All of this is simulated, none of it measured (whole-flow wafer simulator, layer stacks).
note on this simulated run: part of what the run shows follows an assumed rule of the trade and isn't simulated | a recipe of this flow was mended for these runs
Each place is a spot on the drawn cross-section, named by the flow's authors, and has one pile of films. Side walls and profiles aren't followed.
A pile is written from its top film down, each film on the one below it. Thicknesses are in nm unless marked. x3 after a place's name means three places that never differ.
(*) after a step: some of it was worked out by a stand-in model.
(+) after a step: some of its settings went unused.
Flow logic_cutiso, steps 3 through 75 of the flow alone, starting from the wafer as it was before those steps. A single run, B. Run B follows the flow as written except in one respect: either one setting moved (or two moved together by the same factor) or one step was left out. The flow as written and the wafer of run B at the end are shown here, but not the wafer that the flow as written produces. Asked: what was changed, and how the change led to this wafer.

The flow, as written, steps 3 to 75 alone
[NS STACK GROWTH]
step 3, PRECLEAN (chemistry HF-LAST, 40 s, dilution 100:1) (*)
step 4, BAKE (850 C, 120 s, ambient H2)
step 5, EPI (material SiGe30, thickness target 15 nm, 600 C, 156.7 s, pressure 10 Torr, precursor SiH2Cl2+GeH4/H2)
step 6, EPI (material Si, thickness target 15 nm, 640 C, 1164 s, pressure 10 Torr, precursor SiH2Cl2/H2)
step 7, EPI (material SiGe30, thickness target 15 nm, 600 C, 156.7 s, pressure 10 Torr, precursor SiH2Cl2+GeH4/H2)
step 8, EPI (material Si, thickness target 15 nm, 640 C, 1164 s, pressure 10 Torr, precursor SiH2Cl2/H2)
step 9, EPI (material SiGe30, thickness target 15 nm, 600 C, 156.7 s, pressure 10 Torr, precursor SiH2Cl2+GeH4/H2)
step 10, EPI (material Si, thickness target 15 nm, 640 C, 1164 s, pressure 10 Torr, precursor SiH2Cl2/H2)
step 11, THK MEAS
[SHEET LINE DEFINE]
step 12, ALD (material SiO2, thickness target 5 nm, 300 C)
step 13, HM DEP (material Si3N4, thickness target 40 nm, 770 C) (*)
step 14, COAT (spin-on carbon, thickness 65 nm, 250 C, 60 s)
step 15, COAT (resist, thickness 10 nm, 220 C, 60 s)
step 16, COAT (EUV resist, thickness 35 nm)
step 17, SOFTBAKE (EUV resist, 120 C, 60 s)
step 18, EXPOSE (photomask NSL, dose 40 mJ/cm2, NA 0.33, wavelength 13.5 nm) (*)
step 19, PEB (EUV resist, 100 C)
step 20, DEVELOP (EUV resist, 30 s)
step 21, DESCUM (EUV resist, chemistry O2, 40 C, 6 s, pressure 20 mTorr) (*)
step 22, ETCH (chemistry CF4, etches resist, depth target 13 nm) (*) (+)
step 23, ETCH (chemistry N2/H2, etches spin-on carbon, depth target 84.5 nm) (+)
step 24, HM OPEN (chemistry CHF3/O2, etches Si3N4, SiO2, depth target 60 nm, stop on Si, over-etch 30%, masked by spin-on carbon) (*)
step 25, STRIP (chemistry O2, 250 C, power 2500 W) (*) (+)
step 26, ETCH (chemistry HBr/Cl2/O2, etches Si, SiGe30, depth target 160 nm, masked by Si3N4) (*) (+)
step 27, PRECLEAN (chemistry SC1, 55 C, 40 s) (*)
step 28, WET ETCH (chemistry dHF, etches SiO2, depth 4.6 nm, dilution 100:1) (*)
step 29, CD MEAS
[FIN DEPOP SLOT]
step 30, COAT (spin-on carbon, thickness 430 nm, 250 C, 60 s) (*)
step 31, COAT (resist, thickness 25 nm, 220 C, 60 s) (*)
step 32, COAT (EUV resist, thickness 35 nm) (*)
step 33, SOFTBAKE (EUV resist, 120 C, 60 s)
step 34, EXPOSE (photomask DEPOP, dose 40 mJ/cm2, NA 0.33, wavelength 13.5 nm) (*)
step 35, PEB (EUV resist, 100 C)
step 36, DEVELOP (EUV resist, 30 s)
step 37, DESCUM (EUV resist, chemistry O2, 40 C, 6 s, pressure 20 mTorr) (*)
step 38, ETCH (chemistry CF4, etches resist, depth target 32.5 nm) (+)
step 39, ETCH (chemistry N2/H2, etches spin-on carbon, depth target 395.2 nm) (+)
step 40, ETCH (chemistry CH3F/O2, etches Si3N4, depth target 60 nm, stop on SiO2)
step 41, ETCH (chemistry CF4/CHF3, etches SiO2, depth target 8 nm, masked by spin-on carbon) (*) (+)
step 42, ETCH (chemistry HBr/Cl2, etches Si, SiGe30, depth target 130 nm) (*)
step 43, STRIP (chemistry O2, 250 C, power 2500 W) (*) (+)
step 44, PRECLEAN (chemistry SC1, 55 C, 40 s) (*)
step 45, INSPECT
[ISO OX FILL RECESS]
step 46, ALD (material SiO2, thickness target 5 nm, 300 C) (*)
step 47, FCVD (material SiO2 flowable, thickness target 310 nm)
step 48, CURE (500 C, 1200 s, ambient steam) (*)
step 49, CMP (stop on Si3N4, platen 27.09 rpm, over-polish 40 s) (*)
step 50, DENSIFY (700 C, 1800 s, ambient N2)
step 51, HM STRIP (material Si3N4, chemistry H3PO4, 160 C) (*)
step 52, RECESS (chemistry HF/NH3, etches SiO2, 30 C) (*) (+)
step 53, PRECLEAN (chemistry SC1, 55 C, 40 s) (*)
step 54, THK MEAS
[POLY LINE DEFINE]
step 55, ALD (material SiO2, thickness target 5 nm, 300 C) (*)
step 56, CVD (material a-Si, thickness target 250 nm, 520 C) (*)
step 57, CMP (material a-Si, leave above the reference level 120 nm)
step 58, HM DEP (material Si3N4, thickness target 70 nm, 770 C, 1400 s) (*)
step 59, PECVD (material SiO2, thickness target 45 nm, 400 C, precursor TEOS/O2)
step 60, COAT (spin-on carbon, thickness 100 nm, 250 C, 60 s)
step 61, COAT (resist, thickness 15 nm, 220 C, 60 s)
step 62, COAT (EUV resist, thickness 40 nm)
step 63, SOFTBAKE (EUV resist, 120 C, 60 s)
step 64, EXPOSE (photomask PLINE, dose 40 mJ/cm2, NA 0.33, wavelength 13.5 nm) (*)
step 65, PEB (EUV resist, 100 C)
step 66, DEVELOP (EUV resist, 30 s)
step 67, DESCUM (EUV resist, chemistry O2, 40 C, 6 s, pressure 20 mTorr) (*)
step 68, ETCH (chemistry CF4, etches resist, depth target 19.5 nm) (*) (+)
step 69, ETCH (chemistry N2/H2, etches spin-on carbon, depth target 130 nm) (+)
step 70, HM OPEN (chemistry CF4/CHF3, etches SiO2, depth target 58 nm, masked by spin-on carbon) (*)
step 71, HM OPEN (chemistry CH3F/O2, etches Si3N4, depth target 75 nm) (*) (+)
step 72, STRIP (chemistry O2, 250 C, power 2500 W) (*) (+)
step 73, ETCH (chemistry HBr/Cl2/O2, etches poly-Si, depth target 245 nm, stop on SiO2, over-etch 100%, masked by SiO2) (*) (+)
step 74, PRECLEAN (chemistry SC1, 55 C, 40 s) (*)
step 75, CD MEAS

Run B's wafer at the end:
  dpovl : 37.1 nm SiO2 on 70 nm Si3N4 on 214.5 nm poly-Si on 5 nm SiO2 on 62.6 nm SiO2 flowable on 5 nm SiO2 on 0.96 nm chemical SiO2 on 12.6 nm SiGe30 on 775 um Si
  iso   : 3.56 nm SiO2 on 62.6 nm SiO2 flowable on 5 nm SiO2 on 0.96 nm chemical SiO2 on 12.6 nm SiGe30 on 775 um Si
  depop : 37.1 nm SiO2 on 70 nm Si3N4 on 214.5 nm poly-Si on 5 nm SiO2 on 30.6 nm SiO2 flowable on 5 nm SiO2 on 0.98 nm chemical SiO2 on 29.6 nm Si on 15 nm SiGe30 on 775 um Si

Cause: step 6, EPI: 688 C was run, while the flow as written has 640 C.

How this came from the change, step by step:
  step 6, EPI (material Si, thickness target 15 nm, 640 C, 1164 s, pressure 10 Torr, precursor SiH2Cl2/H2)
      depop, dpovl, gfld and 19 more: +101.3 Si (new film) (it would be, as written: +15 Si (new film))
  step 26, ETCH (chemistry HBr/Cl2/O2, etches Si, SiGe30, depth target 160 nm, masked by Si3N4) (*) (+)
      dpovl, gfld, gxf, iso, isow, lnri, nsgap: -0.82 chemical SiO2 (all of it), -12 Si (all of it), -15 SiGe30 (all of it), -15 Si (all of it), -15 SiGe30 (all of it), -101.3 Si (all of it), -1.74 SiGe30 (it would be, as written: -0.82 chemical SiO2 (all of it), -12 Si (all of it), -15 SiGe30 (all of it), -15 Si (all of it), -15 SiGe30 (all of it), -15 Si (all of it), -15 SiGe30 (all of it), -73 Si)
  step 42, ETCH (chemistry HBr/Cl2, etches Si, SiGe30, depth target 130 nm) (*)
      depop: -13.8 Si (all of it), -15 SiGe30 (all of it), -15 Si (all of it), -15 SiGe30 (all of it), -71.2 Si (it would be, as written: -13.8 Si (all of it), -15 SiGe30 (all of it), -15 Si (all of it), -15 SiGe30 (all of it), -15 Si (all of it), -15 SiGe30 (all of it), -41.2 Si)
